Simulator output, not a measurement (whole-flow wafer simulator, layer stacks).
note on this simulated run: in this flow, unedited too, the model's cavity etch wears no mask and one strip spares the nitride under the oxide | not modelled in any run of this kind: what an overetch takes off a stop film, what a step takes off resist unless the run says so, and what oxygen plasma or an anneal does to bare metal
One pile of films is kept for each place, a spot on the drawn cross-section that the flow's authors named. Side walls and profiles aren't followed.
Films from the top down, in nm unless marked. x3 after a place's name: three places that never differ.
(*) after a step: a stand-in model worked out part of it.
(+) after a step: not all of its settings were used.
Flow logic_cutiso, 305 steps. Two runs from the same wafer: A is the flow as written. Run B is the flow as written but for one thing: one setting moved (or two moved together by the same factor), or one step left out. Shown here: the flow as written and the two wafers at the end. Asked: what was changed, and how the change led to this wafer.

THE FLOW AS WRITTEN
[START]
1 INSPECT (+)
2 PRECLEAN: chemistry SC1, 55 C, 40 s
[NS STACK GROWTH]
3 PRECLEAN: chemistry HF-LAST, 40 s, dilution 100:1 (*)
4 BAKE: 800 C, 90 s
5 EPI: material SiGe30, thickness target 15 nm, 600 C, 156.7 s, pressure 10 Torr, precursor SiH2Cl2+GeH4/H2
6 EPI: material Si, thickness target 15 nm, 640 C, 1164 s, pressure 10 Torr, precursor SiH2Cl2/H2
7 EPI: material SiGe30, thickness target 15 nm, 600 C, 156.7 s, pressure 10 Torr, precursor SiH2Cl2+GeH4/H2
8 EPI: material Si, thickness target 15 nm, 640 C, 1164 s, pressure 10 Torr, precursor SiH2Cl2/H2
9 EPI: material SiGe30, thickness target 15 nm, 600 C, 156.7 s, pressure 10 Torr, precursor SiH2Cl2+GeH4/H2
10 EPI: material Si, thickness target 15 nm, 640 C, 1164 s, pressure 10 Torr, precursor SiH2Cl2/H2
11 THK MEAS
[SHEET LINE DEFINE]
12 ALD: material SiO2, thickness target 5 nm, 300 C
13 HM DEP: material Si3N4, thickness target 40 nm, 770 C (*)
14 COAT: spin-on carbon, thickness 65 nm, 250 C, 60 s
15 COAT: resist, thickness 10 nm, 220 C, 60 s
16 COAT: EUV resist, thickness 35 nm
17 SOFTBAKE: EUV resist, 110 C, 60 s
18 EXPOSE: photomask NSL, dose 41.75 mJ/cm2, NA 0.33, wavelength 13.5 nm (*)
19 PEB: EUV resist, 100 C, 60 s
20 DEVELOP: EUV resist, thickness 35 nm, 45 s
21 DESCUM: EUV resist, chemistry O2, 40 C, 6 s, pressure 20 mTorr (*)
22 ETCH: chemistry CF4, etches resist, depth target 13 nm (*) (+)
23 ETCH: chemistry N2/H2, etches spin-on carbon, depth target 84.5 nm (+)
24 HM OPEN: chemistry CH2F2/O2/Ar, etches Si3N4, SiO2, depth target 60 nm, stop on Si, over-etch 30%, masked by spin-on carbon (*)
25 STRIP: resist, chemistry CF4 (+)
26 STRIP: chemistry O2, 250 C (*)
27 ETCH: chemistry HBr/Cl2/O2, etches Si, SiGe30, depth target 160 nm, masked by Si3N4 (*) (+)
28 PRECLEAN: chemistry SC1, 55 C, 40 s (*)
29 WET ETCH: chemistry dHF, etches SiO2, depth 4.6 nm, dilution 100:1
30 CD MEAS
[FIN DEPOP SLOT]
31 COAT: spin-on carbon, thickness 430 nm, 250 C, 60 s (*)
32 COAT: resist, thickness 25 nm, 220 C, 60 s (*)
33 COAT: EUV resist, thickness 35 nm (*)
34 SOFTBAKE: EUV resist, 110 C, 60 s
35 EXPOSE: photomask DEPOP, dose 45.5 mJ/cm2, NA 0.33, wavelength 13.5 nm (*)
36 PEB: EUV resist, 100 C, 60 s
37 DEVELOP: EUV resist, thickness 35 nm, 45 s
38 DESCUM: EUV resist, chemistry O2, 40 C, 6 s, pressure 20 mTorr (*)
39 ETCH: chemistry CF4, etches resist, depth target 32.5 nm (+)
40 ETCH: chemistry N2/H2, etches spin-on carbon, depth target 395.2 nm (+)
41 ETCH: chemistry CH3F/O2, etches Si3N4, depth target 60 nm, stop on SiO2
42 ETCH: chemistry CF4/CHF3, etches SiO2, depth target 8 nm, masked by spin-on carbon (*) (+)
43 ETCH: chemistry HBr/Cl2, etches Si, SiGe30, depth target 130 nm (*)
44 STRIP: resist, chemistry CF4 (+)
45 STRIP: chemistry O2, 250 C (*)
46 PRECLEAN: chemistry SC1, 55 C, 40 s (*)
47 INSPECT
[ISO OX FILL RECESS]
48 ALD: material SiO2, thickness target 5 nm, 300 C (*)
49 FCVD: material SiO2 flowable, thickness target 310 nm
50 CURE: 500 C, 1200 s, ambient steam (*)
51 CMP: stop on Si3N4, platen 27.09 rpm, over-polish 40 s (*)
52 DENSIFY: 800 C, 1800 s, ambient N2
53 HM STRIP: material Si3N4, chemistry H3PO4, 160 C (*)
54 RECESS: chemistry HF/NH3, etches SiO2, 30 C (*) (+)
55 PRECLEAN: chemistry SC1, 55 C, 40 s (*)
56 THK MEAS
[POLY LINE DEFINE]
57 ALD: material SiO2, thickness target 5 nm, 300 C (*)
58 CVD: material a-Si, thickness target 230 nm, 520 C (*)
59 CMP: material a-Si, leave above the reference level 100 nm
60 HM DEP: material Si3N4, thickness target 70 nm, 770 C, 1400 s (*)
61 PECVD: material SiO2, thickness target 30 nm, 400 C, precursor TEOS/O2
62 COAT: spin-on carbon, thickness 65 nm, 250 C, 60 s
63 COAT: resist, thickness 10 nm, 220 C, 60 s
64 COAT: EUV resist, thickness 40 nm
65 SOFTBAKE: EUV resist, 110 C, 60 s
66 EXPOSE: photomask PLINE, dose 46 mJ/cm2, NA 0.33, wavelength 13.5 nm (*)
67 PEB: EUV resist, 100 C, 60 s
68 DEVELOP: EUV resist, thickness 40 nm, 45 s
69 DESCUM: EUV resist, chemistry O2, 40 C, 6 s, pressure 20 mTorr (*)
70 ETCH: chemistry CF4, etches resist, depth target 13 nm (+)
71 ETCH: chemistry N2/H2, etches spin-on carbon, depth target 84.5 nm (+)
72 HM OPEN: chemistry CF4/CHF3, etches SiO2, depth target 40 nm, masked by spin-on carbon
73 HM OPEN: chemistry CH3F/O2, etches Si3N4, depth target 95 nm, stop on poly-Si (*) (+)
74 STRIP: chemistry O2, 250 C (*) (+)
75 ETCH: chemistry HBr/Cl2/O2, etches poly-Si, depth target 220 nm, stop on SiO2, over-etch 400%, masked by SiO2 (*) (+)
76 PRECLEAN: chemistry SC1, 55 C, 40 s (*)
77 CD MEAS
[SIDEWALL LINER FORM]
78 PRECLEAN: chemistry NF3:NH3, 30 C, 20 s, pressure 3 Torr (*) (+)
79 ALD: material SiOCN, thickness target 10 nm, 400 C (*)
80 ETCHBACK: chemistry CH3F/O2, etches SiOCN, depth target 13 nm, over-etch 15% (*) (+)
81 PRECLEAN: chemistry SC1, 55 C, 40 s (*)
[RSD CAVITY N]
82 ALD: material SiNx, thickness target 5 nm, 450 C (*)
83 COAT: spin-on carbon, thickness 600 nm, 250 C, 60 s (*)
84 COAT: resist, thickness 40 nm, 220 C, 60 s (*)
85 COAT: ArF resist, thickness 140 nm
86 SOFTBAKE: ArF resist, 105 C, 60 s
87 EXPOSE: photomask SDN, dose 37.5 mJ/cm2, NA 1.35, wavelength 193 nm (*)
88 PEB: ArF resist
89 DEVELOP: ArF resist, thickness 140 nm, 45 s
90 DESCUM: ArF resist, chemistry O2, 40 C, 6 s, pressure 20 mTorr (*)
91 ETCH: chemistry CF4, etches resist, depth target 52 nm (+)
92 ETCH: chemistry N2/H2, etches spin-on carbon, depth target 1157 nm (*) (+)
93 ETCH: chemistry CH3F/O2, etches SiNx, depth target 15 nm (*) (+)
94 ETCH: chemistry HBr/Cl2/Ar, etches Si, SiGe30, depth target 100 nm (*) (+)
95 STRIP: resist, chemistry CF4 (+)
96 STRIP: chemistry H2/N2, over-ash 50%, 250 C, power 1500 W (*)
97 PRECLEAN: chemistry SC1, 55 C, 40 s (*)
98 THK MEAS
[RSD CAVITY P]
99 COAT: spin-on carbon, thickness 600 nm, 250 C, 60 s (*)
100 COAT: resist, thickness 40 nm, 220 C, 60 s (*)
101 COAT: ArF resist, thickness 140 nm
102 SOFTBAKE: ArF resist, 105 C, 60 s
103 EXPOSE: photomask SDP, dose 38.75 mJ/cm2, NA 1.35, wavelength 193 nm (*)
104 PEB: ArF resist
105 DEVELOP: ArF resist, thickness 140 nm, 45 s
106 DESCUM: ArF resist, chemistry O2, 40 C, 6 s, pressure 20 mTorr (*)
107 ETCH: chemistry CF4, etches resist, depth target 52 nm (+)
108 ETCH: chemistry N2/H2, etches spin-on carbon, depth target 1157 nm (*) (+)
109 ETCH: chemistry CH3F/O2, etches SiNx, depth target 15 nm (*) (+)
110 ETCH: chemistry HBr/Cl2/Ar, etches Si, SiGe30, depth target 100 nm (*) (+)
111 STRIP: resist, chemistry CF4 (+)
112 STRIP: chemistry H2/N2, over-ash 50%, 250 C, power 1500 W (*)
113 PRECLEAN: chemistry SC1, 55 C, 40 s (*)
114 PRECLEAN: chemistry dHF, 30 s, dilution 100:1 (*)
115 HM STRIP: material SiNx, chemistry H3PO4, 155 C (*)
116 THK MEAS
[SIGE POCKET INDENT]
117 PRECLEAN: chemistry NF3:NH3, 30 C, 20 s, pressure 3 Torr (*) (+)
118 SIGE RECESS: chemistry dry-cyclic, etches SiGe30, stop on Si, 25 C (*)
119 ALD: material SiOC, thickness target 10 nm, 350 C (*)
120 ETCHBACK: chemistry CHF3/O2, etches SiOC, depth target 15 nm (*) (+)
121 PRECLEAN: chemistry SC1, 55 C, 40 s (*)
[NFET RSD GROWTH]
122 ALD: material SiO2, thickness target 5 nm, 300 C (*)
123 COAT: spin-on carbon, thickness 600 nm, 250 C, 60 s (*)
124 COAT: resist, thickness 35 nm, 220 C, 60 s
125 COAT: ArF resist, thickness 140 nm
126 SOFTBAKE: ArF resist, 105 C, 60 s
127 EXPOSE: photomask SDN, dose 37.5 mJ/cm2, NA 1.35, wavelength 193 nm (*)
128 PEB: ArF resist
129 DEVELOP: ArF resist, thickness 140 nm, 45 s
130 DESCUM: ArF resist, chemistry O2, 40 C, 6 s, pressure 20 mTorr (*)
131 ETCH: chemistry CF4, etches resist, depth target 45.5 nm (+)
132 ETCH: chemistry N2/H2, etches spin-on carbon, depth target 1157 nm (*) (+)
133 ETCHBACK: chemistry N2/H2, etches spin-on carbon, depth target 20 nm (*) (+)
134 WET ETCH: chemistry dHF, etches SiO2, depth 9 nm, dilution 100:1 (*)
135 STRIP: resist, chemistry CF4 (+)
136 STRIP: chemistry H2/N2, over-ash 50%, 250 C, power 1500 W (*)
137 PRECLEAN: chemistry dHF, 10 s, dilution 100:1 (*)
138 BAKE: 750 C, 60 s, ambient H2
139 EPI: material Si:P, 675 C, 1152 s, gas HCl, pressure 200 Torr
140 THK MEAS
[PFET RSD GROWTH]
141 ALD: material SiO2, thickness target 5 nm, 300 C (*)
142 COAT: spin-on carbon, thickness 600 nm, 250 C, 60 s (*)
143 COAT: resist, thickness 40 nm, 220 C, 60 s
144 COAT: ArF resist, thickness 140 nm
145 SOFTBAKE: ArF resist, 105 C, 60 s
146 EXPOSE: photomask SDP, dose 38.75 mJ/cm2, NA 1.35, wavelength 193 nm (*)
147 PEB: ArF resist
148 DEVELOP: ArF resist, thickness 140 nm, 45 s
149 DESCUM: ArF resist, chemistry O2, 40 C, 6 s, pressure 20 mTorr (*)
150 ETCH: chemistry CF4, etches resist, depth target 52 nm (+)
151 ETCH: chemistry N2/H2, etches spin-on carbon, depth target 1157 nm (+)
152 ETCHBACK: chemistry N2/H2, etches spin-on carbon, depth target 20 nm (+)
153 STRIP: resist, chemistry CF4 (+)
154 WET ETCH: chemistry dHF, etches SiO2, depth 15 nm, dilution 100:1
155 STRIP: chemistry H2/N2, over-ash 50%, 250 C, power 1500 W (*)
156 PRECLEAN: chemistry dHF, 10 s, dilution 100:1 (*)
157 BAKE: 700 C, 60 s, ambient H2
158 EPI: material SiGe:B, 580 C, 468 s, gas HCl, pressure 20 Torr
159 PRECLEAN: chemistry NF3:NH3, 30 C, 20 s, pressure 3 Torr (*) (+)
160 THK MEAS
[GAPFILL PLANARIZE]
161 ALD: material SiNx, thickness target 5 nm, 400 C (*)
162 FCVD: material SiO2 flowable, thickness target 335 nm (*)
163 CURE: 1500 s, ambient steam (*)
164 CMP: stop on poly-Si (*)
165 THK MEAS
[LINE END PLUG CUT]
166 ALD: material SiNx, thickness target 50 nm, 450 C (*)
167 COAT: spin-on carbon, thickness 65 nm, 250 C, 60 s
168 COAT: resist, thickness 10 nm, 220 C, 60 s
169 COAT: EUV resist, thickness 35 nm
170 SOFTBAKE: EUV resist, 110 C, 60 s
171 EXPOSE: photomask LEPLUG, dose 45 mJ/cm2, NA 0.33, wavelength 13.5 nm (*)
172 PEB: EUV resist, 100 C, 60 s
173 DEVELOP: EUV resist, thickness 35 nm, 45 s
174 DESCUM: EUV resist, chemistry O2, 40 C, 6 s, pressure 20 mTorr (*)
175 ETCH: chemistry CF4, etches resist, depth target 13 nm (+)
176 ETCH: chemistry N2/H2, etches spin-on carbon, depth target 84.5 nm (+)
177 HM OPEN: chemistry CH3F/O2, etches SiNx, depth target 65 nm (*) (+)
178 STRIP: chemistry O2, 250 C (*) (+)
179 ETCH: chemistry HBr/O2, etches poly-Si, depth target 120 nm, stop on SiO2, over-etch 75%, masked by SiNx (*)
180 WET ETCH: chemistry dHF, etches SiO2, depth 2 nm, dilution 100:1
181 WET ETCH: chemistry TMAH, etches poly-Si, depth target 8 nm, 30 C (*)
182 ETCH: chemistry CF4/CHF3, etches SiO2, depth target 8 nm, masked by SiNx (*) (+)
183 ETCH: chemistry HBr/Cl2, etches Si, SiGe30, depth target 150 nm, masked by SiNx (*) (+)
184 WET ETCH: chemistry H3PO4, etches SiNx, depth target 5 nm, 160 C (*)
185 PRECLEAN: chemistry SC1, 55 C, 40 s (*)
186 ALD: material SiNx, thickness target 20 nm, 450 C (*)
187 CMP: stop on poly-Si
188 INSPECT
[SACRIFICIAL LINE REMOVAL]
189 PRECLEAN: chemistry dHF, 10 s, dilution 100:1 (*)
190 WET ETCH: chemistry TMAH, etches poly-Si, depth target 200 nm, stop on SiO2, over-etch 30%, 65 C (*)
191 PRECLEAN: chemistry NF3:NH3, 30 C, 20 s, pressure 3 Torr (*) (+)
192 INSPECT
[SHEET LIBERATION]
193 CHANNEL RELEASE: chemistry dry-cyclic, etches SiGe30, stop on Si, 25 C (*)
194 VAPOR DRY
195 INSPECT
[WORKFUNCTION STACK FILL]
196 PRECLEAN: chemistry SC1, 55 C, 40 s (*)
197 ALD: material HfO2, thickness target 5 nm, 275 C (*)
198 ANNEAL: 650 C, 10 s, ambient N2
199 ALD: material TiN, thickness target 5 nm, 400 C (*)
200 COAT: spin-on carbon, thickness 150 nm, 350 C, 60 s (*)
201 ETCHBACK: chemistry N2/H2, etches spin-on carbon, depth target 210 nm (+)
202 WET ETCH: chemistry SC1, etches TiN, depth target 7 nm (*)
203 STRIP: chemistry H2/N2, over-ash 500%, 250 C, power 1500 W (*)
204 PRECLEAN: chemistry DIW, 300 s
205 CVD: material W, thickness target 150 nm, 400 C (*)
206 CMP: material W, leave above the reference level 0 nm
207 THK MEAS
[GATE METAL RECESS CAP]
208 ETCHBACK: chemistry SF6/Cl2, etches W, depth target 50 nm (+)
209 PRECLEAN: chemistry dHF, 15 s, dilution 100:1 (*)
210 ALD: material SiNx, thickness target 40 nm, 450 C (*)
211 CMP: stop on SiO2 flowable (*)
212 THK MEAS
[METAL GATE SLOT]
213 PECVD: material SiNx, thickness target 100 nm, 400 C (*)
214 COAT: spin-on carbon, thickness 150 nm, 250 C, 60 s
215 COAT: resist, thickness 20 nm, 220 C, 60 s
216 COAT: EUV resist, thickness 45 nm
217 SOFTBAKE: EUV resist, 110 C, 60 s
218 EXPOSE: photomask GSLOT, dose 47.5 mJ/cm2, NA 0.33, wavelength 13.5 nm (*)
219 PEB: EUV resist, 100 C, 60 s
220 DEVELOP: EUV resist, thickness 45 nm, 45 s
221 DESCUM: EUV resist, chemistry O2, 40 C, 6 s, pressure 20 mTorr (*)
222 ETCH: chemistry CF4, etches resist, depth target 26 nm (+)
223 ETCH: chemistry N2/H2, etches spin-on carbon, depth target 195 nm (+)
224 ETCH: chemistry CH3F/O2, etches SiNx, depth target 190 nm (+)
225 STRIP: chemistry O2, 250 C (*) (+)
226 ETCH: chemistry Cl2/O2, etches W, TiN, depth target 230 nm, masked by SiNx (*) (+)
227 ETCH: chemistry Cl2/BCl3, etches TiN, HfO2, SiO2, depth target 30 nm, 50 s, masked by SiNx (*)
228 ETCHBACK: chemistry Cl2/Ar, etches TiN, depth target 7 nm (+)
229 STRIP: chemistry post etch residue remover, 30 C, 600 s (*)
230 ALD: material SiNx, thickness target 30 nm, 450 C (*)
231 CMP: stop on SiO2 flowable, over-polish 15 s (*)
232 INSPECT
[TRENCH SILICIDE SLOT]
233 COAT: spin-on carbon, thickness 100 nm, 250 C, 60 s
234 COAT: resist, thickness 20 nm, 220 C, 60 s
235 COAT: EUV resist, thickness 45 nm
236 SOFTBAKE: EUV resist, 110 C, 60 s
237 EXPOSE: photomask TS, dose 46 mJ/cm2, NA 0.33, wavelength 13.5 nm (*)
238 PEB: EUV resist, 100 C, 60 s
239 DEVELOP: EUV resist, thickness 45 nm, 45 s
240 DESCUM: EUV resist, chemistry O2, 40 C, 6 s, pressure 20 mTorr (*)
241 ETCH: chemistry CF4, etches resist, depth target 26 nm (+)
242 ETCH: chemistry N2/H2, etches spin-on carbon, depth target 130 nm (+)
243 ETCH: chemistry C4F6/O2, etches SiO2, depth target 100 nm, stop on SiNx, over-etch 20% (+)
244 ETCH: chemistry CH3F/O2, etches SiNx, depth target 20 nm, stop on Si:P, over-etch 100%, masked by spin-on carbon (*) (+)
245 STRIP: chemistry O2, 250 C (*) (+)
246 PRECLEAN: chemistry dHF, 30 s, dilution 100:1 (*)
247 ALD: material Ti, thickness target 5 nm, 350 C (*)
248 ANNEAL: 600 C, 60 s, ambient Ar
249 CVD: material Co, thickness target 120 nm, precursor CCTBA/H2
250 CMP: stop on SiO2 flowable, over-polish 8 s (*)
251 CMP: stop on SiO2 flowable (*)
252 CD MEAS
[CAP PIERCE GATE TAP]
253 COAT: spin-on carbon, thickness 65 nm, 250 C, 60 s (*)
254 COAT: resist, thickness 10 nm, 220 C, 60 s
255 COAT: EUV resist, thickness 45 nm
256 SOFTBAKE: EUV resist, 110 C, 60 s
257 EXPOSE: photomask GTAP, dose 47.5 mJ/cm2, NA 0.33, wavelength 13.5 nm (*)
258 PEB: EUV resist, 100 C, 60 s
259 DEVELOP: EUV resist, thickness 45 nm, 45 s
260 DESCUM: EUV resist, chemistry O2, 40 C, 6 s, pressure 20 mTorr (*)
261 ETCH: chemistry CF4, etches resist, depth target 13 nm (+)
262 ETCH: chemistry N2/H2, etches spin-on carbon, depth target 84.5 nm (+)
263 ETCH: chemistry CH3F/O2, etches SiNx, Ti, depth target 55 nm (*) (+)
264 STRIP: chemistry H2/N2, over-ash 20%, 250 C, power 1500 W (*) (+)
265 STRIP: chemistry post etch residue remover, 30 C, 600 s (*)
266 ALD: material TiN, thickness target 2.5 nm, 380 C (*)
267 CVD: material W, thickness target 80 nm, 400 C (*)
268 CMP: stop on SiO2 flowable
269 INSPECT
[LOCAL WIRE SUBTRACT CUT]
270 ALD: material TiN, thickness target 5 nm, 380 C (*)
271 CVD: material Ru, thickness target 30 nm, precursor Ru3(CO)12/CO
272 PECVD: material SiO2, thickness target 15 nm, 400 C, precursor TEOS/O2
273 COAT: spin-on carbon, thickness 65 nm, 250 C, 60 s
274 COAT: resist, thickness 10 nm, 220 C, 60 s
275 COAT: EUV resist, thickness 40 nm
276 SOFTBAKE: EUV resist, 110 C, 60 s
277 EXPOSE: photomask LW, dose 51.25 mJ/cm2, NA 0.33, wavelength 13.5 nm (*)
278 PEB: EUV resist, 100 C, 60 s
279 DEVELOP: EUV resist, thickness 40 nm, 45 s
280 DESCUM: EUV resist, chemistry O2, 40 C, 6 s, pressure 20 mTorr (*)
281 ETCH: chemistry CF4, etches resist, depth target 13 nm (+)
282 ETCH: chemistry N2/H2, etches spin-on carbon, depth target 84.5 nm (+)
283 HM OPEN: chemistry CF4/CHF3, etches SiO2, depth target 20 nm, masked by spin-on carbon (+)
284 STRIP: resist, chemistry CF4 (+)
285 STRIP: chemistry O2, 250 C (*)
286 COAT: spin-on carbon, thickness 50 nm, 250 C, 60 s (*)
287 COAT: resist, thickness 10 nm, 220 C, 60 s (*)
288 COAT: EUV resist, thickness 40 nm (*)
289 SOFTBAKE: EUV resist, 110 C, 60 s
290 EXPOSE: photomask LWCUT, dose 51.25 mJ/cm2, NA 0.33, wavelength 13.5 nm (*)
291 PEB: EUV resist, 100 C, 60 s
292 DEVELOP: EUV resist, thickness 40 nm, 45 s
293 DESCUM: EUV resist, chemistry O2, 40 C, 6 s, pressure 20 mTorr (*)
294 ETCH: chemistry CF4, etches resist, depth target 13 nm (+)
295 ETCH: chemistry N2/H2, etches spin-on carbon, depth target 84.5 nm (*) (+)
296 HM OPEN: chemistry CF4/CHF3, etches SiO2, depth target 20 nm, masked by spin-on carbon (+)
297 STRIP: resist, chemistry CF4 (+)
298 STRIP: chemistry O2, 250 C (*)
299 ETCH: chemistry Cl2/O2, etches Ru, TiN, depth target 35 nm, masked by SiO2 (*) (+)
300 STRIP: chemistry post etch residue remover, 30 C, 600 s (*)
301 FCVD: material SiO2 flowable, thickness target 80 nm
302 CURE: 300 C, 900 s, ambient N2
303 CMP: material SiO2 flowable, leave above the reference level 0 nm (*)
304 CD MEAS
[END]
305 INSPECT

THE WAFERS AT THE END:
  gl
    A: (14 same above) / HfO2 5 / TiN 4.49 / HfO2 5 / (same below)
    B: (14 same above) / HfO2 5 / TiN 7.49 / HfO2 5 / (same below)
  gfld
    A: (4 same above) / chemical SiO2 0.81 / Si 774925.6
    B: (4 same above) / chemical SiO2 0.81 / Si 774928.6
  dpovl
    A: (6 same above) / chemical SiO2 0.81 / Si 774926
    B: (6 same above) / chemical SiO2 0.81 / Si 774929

The cause: step 7, EPI: 188 s was run, where the flow has 156.7 s.

How the change led to this, step by step:
  7 EPI: material SiGe30, thickness target 15 nm, 600 C, 156.7 s, pressure 10 Torr, precursor SiH2Cl2+GeH4/H2
      depop, dpovl, gfld and 19 more: A SiGe30 +15 (new film) | B SiGe30 +18 (new film)
  27 ETCH: chemistry HBr/Cl2/O2, etches Si, SiGe30, depth target 160 nm, masked by Si3N4 (*) (+)
      gfld, gxf, iso, lnri: A chemical SiO2 -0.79 (all of it), Si -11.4 (all of it), SiGe30 -15 (all of it), Si -15 (all of it), SiGe30 -15 (all of it), Si -15 (all of it), SiGe30 -15 (all of it), Si -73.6 | B chemical SiO2 -0.79 (all of it), Si -11.4 (all of it), SiGe30 -15 (all of it), Si -15 (all of it), SiGe30 -18 (all of it), Si -15 (all of it), SiGe30 -15 (all of it), Si -70.6
      dpovl, nsgap: A chemical SiO2 -0.79 (all of it), Si -11.8 (all of it), SiGe30 -15 (all of it), Si -15 (all of it), SiGe30 -15 (all of it), Si -15 (all of it), SiGe30 -15 (all of it), Si -73.2 | B chemical SiO2 -0.79 (all of it), Si -11.8 (all of it), SiGe30 -15 (all of it), Si -15 (all of it), SiGe30 -18 (all of it), Si -15 (all of it), SiGe30 -15 (all of it), Si -70.2
      (and at 1 more place)
  43 ETCH: chemistry HBr/Cl2, etches Si, SiGe30, depth target 130 nm (*)
      depop: A Si -14 (all of it), SiGe30 -15 (all of it), Si -15 (all of it), SiGe30 -15 (all of it), Si -15 (all of it), SiGe30 -15 (all of it), Si -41 | B Si -14 (all of it), SiGe30 -15 (all of it), Si -15 (all of it), SiGe30 -18 (all of it), Si -15 (all of it), SiGe30 -15 (all of it), Si -38
  94 ETCH: chemistry HBr/Cl2/Ar, etches Si, SiGe30, depth target 100 nm (*) (+)
      rsdn, rsdx: A chemical SiO2 -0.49 (all of it), Si -12.8 (all of it), SiGe30 -15 (all of it), Si -15 (all of it), SiGe30 -15 (all of it), Si -15 (all of it), SiGe30 -15 (all of it), Si -12.2 | B chemical SiO2 -0.49 (all of it), Si -12.8 (all of it), SiGe30 -15 (all of it), Si -15 (all of it), SiGe30 -18 (all of it), Si -15 (all of it), SiGe30 -15 (all of it), Si -9.16
  110 ETCH: chemistry HBr/Cl2/Ar, etches Si, SiGe30, depth target 100 nm (*) (+)
      rsdp, rsdw: A chemical SiO2 -0.49 (all of it), Si -12.8 (all of it), SiGe30 -15 (all of it), Si -15 (all of it), SiGe30 -15 (all of it), Si -15 (all of it), SiGe30 -15 (all of it), Si -12.2 | B chemical SiO2 -0.49 (all of it), Si -12.8 (all of it), SiGe30 -15 (all of it), Si -15 (all of it), SiGe30 -18 (all of it), Si -15 (all of it), SiGe30 -15 (all of it), Si -9.16
  118 SIGE RECESS: chemistry dry-cyclic, etches SiGe30, stop on Si, 25 C (*)
      lnr, lnrp, lnrt: A SiOCN -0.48, Si -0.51, cavity +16 (new film), SiGe30 -15 (all of it), Si -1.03, cavity +16 (new film), SiGe30 -15 (all of it), Si -1.03, cavity +16 (new film), SiGe30 -15 (all of it), Si -0.51 | B SiOCN -0.48, Si -0.51, cavity +16 (new film), SiGe30 -15 (all of it), Si -1.03, cavity +19 (new film), SiGe30 -18 (all of it), Si -1.03, cavity +16 (new film), SiGe30 -15 (all of it), Si -0.51
  119 ALD: material SiOC, thickness target 10 nm, 350 C (*)
      lnr, lnrp, lnrt: A SiOC +10 (new film), SiOC +16 (new film), cavity -16 (all of it), SiOC +16 (new film), cavity -16 (all of it), SiOC +16 (new film), cavity -16 (all of it) | B SiOC +10 (new film), SiOC +16 (new film), cavity -16 (all of it), SiOC +19 (new film), cavity -19 (all of it), SiOC +16 (new film), cavity -16 (all of it)
  183 ETCH: chemistry HBr/Cl2, etches Si, SiGe30, depth target 150 nm, masked by SiNx (*) (+)
      plug: A Si -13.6 (all of it), SiGe30 -15 (all of it), Si -15 (all of it), SiGe30 -15 (all of it), Si -15 (all of it), SiGe30 -15 (all of it), Si -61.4 | B Si -13.6 (all of it), SiGe30 -15 (all of it), Si -15 (all of it), SiGe30 -18 (all of it), Si -15 (all of it), SiGe30 -15 (all of it), Si -58.4
  193 CHANNEL RELEASE: chemistry dry-cyclic, etches SiGe30, stop on Si, 25 C (*)
      gl, glp, gxn, gxp, ns, tap: A chemical SiO2 +0.8 (new film), Si -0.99, chemical SiO2 +0.8 (new film), cavity +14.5 (new film), chemical SiO2 +0.8 (new film), SiGe30 -15 (all of it), Si -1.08, chemical SiO2 +0.8 (new film), cavity +14.5 (new film), chemical SiO2 +0.8 (new film), SiGe30 -15 (all of it), Si -1.08, chemical SiO2 +0.8 (new film), cavity +14.5 (new film), chemical SiO2 +0.8 (new film), SiGe30 -15 (all of it), Si -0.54 | B chemical SiO2 +0.8 (new film), Si -0.99, chemical SiO2 +0.8 (new film), cavity +14.5 (new film), chemical SiO2 +0.8 (new film), SiGe30 -15 (all of it), Si -1.08, chemical SiO2 +0.8 (new film), cavity +17.5 (new film), chemical SiO2 +0.8 (new film), SiGe30 -18 (all of it), Si -1.08, chemical SiO2 +0.8 (new film), cavity +14.5 (new film), chemical SiO2 +0.8 (new film), SiGe30 -15 (all of it), Si -0.54
  199 ALD: material TiN, thickness target 5 nm, 400 C (*)
      gl, glp, tap: A TiN +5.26 (new film), TiN +4.49 (new film), cavity -4.49 (all of it), TiN +4.49 (new film), cavity -4.49 (all of it), TiN +4.49 (new film), cavity -4.49 (all of it) | B TiN +5.26 (new film), TiN +4.49 (new film), cavity -4.49 (all of it), TiN +7.49 (new film), cavity -7.49 (all of it), TiN +4.49 (new film), cavity -4.49 (all of it)
      gxn, gxp, ns: A TiN +5 (new film), TiN +4.49 (new film), cavity -4.49 (all of it), TiN +4.49 (new film), cavity -4.49 (all of it), TiN +4.49 (new film), cavity -4.49 (all of it) | B TiN +5 (new film), TiN +4.49 (new film), cavity -4.49 (all of it), TiN +7.49 (new film), cavity -7.49 (all of it), TiN +4.49 (new film), cavity -4.49 (all of it)
